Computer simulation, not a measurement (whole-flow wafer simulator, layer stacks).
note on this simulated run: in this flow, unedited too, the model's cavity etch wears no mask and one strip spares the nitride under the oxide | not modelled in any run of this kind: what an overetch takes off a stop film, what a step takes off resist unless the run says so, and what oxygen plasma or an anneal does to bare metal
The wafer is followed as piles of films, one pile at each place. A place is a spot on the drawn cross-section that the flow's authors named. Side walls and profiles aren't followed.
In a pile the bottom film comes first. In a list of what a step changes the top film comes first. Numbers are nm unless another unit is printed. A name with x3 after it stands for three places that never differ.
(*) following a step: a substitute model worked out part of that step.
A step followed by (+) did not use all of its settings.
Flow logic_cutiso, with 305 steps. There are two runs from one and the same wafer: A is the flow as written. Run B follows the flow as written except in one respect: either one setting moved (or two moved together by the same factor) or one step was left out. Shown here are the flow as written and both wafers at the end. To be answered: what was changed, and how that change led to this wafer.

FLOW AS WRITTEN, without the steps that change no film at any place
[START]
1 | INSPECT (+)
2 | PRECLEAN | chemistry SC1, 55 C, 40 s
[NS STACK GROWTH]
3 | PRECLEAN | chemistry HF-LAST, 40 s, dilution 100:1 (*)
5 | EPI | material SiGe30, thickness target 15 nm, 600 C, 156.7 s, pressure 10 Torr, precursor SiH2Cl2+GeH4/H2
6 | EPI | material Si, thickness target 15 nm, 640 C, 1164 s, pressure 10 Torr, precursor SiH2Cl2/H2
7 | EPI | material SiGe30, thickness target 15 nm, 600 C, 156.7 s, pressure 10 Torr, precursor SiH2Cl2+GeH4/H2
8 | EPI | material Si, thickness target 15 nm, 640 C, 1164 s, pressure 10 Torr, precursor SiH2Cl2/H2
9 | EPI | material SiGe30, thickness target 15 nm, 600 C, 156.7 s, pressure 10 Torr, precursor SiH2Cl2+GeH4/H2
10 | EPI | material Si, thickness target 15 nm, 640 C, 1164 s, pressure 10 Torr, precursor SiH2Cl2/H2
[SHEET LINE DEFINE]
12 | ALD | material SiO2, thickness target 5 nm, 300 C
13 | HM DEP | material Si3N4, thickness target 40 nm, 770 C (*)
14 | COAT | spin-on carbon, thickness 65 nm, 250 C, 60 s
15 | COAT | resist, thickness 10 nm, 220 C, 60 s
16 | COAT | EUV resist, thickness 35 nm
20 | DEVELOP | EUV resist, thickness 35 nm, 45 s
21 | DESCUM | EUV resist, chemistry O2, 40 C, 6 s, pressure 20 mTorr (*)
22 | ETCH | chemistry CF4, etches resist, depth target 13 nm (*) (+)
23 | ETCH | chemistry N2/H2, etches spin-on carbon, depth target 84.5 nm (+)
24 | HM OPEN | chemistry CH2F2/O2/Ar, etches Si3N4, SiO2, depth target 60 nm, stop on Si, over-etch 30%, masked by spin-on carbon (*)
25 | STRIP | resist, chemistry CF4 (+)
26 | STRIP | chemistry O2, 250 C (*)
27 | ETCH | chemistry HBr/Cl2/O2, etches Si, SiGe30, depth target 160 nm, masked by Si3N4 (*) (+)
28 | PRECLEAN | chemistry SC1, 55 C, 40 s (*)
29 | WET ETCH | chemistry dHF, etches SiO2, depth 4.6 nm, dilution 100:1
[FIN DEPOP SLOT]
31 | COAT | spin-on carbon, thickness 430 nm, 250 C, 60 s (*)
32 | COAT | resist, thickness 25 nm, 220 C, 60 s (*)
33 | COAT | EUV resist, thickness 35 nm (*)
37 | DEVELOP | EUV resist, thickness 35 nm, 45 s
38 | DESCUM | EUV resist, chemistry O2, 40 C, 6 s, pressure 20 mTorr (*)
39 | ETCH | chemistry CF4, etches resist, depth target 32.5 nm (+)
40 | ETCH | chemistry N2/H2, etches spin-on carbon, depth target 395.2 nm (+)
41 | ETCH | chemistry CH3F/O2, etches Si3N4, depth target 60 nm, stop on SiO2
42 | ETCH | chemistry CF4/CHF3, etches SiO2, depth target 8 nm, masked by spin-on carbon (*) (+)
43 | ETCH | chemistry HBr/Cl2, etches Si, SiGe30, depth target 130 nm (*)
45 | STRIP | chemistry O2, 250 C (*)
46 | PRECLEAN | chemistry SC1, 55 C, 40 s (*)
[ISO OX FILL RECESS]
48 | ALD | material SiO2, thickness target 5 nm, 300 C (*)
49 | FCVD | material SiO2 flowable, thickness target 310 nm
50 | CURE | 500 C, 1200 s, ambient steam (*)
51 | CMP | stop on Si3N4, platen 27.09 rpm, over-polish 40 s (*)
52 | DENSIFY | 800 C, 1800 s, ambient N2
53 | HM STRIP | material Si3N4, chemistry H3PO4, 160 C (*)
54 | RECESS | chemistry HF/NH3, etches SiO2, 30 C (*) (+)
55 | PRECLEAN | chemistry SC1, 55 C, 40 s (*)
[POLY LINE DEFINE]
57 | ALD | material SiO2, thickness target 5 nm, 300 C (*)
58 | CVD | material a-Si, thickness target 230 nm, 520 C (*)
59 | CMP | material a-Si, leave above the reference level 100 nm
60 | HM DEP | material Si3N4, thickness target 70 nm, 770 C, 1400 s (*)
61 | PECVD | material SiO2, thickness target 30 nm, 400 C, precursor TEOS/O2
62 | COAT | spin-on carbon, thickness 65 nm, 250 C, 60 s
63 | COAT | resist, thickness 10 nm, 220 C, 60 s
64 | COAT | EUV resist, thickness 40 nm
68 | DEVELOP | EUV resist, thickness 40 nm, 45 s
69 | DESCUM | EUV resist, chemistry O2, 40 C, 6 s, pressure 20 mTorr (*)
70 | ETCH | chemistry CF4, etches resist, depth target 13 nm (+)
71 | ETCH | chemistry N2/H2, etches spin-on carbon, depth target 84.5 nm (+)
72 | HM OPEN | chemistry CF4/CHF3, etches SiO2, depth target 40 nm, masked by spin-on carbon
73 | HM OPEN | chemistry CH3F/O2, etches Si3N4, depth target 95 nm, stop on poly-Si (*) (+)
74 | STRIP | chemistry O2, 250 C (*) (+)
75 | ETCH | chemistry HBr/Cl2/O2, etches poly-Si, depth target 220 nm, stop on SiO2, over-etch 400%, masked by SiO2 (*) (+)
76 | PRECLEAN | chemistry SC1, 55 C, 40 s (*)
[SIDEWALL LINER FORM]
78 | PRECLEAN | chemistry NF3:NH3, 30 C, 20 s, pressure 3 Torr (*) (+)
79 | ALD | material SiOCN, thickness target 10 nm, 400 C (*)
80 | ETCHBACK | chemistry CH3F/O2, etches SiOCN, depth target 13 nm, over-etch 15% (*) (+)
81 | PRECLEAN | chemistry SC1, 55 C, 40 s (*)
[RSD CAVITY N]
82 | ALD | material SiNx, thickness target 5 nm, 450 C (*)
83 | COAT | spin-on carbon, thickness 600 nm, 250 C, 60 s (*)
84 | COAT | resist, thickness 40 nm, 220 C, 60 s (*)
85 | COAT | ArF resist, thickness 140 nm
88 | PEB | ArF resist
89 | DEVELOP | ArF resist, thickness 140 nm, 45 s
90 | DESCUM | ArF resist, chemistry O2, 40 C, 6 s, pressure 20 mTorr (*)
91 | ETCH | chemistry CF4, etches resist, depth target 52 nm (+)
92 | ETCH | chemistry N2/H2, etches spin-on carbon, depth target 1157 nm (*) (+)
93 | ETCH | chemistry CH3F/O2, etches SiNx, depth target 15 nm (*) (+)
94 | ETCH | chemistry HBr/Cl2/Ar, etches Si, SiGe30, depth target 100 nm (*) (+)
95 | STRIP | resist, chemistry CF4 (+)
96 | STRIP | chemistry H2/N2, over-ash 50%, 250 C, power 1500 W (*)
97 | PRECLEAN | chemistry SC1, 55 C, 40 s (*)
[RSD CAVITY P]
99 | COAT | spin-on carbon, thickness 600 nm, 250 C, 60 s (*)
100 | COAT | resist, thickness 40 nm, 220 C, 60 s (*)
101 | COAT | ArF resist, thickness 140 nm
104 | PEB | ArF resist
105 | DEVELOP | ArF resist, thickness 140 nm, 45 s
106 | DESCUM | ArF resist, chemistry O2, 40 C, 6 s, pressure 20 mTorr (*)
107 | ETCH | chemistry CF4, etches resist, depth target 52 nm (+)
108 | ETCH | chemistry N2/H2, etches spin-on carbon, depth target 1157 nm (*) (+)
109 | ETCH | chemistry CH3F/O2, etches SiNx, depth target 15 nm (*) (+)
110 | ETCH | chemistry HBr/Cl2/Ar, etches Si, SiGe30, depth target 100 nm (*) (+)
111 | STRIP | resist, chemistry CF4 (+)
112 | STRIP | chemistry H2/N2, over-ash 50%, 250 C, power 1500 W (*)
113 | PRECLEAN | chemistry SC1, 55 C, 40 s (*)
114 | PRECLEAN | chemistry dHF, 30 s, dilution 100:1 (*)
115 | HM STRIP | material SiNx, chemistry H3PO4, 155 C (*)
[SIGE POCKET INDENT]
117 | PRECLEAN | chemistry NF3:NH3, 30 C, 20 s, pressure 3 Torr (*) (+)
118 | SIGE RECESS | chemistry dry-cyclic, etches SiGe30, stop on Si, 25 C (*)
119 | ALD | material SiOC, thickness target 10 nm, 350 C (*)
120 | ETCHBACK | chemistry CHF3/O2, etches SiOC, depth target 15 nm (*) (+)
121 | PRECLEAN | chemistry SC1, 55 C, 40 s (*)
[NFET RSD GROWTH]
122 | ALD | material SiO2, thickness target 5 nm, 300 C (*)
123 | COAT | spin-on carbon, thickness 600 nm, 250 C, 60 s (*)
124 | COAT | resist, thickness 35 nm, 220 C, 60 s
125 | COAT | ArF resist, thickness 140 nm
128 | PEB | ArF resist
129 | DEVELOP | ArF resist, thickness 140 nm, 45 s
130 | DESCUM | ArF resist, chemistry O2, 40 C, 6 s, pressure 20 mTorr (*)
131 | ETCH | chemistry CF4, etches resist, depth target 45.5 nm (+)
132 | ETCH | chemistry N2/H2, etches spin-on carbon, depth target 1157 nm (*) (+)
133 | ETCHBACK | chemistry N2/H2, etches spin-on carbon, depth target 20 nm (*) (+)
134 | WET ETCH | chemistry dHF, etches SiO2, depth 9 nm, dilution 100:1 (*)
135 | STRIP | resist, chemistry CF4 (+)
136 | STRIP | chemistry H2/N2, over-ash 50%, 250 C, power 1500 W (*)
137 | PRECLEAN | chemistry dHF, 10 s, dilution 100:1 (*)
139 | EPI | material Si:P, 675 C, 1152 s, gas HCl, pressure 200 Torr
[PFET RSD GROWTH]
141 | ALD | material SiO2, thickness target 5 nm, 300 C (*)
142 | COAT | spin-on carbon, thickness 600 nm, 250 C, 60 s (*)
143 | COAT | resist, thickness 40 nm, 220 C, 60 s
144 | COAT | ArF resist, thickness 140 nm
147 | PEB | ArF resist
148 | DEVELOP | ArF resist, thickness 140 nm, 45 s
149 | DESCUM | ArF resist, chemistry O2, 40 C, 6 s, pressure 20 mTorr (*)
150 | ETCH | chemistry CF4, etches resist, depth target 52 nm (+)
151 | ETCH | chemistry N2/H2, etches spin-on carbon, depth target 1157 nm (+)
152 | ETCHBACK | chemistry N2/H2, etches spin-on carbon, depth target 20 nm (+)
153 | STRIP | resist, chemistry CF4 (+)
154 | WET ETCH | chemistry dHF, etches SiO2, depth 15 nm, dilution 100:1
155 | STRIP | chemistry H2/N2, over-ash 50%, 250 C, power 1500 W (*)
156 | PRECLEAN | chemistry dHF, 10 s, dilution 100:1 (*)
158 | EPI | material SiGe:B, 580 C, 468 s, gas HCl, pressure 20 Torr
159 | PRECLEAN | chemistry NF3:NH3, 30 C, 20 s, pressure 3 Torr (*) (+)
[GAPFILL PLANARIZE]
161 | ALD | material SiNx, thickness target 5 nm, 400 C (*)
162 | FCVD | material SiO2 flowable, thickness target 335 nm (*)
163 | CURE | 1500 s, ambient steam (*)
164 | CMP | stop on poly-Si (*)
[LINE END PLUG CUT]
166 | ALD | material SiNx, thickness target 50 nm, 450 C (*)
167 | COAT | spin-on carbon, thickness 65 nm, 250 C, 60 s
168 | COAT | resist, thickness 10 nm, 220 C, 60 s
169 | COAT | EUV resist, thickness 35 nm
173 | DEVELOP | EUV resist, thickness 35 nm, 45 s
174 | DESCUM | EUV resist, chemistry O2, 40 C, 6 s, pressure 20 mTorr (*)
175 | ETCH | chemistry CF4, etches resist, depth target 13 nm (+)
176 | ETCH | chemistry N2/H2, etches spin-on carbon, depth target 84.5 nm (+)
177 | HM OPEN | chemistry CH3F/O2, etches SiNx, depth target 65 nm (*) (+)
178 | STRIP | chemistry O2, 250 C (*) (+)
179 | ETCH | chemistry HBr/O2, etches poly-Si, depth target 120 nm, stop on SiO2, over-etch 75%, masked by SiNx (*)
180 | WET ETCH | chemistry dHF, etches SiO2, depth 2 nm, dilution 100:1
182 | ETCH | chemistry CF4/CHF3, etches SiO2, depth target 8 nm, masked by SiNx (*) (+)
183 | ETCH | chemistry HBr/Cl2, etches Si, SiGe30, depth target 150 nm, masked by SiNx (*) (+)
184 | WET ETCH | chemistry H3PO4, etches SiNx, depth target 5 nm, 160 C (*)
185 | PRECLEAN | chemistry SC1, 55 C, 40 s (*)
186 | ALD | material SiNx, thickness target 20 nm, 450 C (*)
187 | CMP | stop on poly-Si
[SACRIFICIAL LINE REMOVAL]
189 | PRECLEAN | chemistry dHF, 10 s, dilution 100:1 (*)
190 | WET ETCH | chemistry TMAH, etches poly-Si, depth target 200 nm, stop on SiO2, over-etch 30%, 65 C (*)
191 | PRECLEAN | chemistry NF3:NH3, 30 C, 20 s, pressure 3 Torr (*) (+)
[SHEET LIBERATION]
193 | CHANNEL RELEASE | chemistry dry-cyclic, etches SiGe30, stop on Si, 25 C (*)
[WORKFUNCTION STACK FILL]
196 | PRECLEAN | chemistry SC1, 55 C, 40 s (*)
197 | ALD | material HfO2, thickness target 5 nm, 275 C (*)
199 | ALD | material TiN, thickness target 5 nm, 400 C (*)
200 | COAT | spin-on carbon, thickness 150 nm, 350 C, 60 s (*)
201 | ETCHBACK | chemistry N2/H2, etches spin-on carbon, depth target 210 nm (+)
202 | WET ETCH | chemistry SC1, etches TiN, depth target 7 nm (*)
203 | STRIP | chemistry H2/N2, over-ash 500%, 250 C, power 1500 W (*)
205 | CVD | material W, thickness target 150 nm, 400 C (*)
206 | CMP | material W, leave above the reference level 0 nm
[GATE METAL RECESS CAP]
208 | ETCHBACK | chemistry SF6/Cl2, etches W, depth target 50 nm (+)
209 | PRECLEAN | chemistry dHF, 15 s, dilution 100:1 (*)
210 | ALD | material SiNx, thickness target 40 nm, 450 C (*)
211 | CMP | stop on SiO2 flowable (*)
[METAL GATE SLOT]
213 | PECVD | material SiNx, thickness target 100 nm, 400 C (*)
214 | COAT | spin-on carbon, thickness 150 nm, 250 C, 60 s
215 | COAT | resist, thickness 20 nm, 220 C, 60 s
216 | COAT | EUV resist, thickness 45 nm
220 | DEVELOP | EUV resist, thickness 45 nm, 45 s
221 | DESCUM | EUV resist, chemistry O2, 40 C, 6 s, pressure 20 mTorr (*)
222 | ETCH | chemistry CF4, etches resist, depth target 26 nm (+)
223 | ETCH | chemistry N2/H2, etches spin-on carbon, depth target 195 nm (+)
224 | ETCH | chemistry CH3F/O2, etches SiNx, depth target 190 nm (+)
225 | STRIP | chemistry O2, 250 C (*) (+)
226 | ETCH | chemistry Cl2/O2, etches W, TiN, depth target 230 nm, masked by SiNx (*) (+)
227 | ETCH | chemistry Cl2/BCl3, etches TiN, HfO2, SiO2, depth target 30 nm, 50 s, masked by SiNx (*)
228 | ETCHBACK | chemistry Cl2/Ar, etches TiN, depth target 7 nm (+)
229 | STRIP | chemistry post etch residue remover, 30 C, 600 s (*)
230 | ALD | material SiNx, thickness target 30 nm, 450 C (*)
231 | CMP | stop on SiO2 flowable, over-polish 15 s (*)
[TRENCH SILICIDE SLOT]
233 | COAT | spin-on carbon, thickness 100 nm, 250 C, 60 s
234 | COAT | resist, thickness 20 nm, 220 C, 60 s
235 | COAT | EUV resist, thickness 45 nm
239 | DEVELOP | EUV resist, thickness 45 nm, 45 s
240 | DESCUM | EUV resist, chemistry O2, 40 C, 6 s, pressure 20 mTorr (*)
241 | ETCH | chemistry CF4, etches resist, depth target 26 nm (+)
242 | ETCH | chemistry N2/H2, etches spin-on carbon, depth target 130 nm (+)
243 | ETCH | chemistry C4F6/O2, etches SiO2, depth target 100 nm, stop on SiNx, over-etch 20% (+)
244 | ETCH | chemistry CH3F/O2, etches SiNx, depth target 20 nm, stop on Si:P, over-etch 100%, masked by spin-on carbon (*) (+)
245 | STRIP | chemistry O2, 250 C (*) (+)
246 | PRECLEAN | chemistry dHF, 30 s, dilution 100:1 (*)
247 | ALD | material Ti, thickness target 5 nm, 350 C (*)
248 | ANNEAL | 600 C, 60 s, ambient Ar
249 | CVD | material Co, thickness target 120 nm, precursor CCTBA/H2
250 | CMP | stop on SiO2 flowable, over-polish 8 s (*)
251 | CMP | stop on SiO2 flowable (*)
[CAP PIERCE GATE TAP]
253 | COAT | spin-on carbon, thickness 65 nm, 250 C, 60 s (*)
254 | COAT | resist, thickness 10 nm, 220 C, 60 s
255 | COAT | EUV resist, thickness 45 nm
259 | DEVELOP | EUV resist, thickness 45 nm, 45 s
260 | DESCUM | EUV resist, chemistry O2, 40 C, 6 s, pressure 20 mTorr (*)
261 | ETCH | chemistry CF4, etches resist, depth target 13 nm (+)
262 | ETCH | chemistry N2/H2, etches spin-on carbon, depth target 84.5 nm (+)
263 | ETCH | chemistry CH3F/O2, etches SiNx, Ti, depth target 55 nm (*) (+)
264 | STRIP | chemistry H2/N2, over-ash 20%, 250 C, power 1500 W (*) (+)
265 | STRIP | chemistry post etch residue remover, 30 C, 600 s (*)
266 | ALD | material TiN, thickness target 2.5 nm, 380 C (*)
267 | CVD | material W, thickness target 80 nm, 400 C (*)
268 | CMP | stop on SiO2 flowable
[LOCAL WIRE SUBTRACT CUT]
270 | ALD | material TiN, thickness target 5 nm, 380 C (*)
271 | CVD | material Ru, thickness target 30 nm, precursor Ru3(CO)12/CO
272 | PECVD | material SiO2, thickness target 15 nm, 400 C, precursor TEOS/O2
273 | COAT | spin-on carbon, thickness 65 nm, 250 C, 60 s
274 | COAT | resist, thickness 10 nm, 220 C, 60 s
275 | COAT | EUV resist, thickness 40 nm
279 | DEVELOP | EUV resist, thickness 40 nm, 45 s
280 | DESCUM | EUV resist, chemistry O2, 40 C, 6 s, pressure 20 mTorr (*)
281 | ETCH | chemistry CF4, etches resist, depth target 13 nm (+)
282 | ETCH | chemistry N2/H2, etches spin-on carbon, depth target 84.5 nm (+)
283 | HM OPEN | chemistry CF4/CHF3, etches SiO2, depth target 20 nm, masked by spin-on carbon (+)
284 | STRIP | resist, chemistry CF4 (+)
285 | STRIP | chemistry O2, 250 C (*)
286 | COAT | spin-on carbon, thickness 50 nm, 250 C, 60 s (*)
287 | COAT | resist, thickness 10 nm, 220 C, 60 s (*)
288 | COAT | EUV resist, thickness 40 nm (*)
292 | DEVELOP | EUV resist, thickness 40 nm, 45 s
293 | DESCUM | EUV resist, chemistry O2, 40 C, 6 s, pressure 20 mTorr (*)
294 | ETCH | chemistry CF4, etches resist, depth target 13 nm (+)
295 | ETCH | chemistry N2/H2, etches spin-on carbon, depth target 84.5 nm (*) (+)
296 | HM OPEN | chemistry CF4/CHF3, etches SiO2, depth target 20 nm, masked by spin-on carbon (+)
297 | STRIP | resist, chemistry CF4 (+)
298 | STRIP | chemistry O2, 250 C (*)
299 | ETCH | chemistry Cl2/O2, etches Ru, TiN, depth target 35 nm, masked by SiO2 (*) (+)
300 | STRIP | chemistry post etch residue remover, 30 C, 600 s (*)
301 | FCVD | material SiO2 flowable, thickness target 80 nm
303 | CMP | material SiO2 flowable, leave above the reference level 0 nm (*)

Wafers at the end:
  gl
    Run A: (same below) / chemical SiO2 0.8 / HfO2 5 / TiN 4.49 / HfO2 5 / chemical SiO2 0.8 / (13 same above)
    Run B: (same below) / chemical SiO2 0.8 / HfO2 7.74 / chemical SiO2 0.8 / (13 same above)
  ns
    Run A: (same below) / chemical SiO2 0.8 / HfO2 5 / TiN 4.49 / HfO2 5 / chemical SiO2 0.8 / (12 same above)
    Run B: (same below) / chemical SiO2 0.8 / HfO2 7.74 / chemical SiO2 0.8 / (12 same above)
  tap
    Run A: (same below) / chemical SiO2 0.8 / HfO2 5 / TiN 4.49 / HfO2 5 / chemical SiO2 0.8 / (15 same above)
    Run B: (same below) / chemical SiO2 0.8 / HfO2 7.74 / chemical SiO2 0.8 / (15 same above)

The reason: step 7, EPI: thickness target 8.2 nm was run, while the flow as written has thickness target 15 nm; step 7, EPI: 86.2 s was run, where the flow has 156.7 s.

Step by step, how the change led to this:
  7 | EPI | material SiGe30, thickness target 15 nm, 600 C, 156.7 s, pressure 10 Torr, precursor SiH2Cl2+GeH4/H2
      depop, dpovl, gfld and 19 more: A +15 SiGe30 (new film) | B +8.25 SiGe30 (new film)
  27 | ETCH | chemistry HBr/Cl2/O2, etches Si, SiGe30, depth target 160 nm, masked by Si3N4 (*) (+)
      gfld, gxf, iso, lnri: A -0.79 chemical SiO2 (all of it), -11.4 Si (all of it), -15 SiGe30 (all of it), -15 Si (all of it), -15 SiGe30 (all of it), -15 Si (all of it), -15 SiGe30 (all of it), -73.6 Si | B -0.79 chemical SiO2 (all of it), -11.4 Si (all of it), -15 SiGe30 (all of it), -15 Si (all of it), -8.25 SiGe30 (all of it), -15 Si (all of it), -15 SiGe30 (all of it), -80.4 Si
      dpovl, nsgap: A -0.79 chemical SiO2 (all of it), -11.8 Si (all of it), -15 SiGe30 (all of it), -15 Si (all of it), -15 SiGe30 (all of it), -15 Si (all of it), -15 SiGe30 (all of it), -73.2 Si | B -0.79 chemical SiO2 (all of it), -11.8 Si (all of it), -15 SiGe30 (all of it), -15 Si (all of it), -8.25 SiGe30 (all of it), -15 Si (all of it), -15 SiGe30 (all of it), -80 Si
      (and at 1 other place as well)
  43 | ETCH | chemistry HBr/Cl2, etches Si, SiGe30, depth target 130 nm (*)
      depop: A -14 Si (all of it), -15 SiGe30 (all of it), -15 Si (all of it), -15 SiGe30 (all of it), -15 Si (all of it), -15 SiGe30 (all of it), -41 Si | B -14 Si (all of it), -15 SiGe30 (all of it), -15 Si (all of it), -8.25 SiGe30 (all of it), -15 Si (all of it), -15 SiGe30 (all of it), -47.7 Si
  94 | ETCH | chemistry HBr/Cl2/Ar, etches Si, SiGe30, depth target 100 nm (*) (+)
      rsdn, rsdx: A -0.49 chemical SiO2 (all of it), -12.8 Si (all of it), -15 SiGe30 (all of it), -15 Si (all of it), -15 SiGe30 (all of it), -15 Si (all of it), -15 SiGe30 (all of it), -12.2 Si | B -0.49 chemical SiO2 (all of it), -12.8 Si (all of it), -15 SiGe30 (all of it), -15 Si (all of it), -8.25 SiGe30 (all of it), -15 Si (all of it), -15 SiGe30 (all of it), -18.9 Si
  110 | ETCH | chemistry HBr/Cl2/Ar, etches Si, SiGe30, depth target 100 nm (*) (+)
      rsdp, rsdw: A -0.49 chemical SiO2 (all of it), -12.8 Si (all of it), -15 SiGe30 (all of it), -15 Si (all of it), -15 SiGe30 (all of it), -15 Si (all of it), -15 SiGe30 (all of it), -12.2 Si | B -0.49 chemical SiO2 (all of it), -12.8 Si (all of it), -15 SiGe30 (all of it), -15 Si (all of it), -8.25 SiGe30 (all of it), -15 Si (all of it), -15 SiGe30 (all of it), -18.9 Si
  118 | SIGE RECESS | chemistry dry-cyclic, etches SiGe30, stop on Si, 25 C (*)
      lnr, lnrp, lnrt: A -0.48 SiOCN, -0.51 Si, +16 cavity (new film), -15 SiGe30 (all of it), -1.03 Si, +16 cavity (new film), -15 SiGe30 (all of it), -1.03 Si, +16 cavity (new film), -15 SiGe30 (all of it), -0.51 Si | B -0.48 SiOCN, -0.51 Si, +16 cavity (new film), -15 SiGe30 (all of it), -1.03 Si, +9.28 cavity (new film), -8.25 SiGe30 (all of it), -1.03 Si, +16 cavity (new film), -15 SiGe30 (all of it), -0.51 Si
  119 | ALD | material SiOC, thickness target 10 nm, 350 C (*)
      lnr, lnrp, lnrt: A +10 SiOC (new film), +16 SiOC (new film), -16 cavity (all of it), +16 SiOC (new film), -16 cavity (all of it), +16 SiOC (new film), -16 cavity (all of it) | B +10 SiOC (new film), +16 SiOC (new film), -16 cavity (all of it), +9.28 SiOC (new film), -9.28 cavity (all of it), +16 SiOC (new film), -16 cavity (all of it)
  183 | ETCH | chemistry HBr/Cl2, etches Si, SiGe30, depth target 150 nm, masked by SiNx (*) (+)
      plug: A -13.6 Si (all of it), -15 SiGe30 (all of it), -15 Si (all of it), -15 SiGe30 (all of it), -15 Si (all of it), -15 SiGe30 (all of it), -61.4 Si | B -13.6 Si (all of it), -15 SiGe30 (all of it), -15 Si (all of it), -8.25 SiGe30 (all of it), -15 Si (all of it), -15 SiGe30 (all of it), -68.2 Si
  193 | CHANNEL RELEASE | chemistry dry-cyclic, etches SiGe30, stop on Si, 25 C (*)
      gl, glp, gxn, gxp, ns, tap: A +0.8 chemical SiO2 (new film), -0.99 Si, +0.8 chemical SiO2 (new film), +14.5 cavity (new film), +0.8 chemical SiO2 (new film), -15 SiGe30 (all of it), -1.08 Si, +0.8 chemical SiO2 (new film), +14.5 cavity (new film), +0.8 chemical SiO2 (new film), -15 SiGe30 (all of it), -1.08 Si, +0.8 chemical SiO2 (new film), +14.5 cavity (new film), +0.8 chemical SiO2 (new film), -15 SiGe30 (all of it), -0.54 Si | B +0.8 chemical SiO2 (new film), -0.99 Si, +0.8 chemical SiO2 (new film), +14.5 cavity (new film), +0.8 chemical SiO2 (new film), -15 SiGe30 (all of it), -1.08 Si, +0.8 chemical SiO2 (new film), +7.74 cavity (new film), +0.8 chemical SiO2 (new film), -8.25 SiGe30 (all of it), -1.08 Si, +0.8 chemical SiO2 (new film), +14.5 cavity (new film), +0.8 chemical SiO2 (new film), -15 SiGe30 (all of it), -0.54 Si
  197 | ALD | material HfO2, thickness target 5 nm, 275 C (*)
      gl, glp, gxn, gxp, ns, tap: A +5 HfO2 (new film), +5 HfO2 (new film), -10 cavity, +5 HfO2 (new film), +5 HfO2 (new film), -10 cavity, +5 HfO2 (new film), +5 HfO2 (new film), -10 cavity, +5 HfO2 (new film) | B +5 HfO2 (new film), +5 HfO2 (new film), -10 cavity, +5 HfO2 (new film), +7.74 HfO2 (new film), -7.74 cavity (all of it), +5 HfO2 (new film), -10 cavity, +5 HfO2 (new film)
  199 | ALD | material TiN, thickness target 5 nm, 400 C (*)
      gl, glp, tap: A +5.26 TiN (new film), +4.49 TiN (new film), -4.49 cavity (all of it), +4.49 TiN (new film), -4.49 cavity (all of it), +4.49 TiN (new film), -4.49 cavity (all of it) | B +5.26 TiN (new film), +4.49 TiN (new film), -4.49 cavity (all of it), +4.49 TiN (new film), -4.49 cavity (all of it)
      gxn, gxp, ns: A +5 TiN (new film), +4.49 TiN (new film), -4.49 cavity (all of it), +4.49 TiN (new film), -4.49 cavity (all of it), +4.49 TiN (new film), -4.49 cavity (all of it) | B +5 TiN (new film), +4.49 TiN (new film), -4.49 cavity (all of it), +4.49 TiN (new film), -4.49 cavity (all of it)
With metal films that touch counted as one body, gl has 3 bodies (between them, from the top down: HfO2 5 / chemical SiO2 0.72 / Si 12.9 / chemical SiO2 0.8 / HfO2 5; HfO2 5 / chemical SiO2 0.8 / Si 13.9 / chemical SiO2 0.8 / HfO2 7.74 / chemical SiO2 0.8 / Si 13.9 / chemical SiO2 0.8 / HfO2 5); the flow as written gives 4 bodies (between them, from the top down: HfO2 5 / chemical SiO2 0.72 / Si 12.9 / chemical SiO2 0.8 / HfO2 5; HfO2 5 / chemical SiO2 0.8 / Si 13.9 / chemical SiO2 0.8 / HfO2 5; HfO2 5 / chemical SiO2 0.8 / Si 13.9 / chemical SiO2 0.8 / HfO2 5).
With metal films that touch counted as one body, ns has 3 bodies (between them, from the top down: HfO2 5 / chemical SiO2 0.72 / Si 12.9 / chemical SiO2 0.8 / HfO2 5; HfO2 5 / chemical SiO2 0.8 / Si 13.9 / chemical SiO2 0.8 / HfO2 7.74 / chemical SiO2 0.8 / Si 13.9 / chemical SiO2 0.8 / HfO2 5); the flow as written gives 4 bodies (between them, from the top down: HfO2 5 / chemical SiO2 0.72 / Si 12.9 / chemical SiO2 0.8 / HfO2 5; HfO2 5 / chemical SiO2 0.8 / Si 13.9 / chemical SiO2 0.8 / HfO2 5; HfO2 5 / chemical SiO2 0.8 / Si 13.9 / chemical SiO2 0.8 / HfO2 5).
With metal films that touch counted as one body, tap has 3 bodies (between them, from the top down: HfO2 5 / chemical SiO2 0.72 / Si 12.9 / chemical SiO2 0.8 / HfO2 5; HfO2 5 / chemical SiO2 0.8 / Si 13.9 / chemical SiO2 0.8 / HfO2 7.74 / chemical SiO2 0.8 / Si 13.9 / chemical SiO2 0.8 / HfO2 5); the flow as written gives 4 bodies (between them, from the top down: HfO2 5 / chemical SiO2 0.72 / Si 12.9 / chemical SiO2 0.8 / HfO2 5; HfO2 5 / chemical SiO2 0.8 / Si 13.9 / chemical SiO2 0.8 / HfO2 5; HfO2 5 / chemical SiO2 0.8 / Si 13.9 / chemical SiO2 0.8 / HfO2 5).
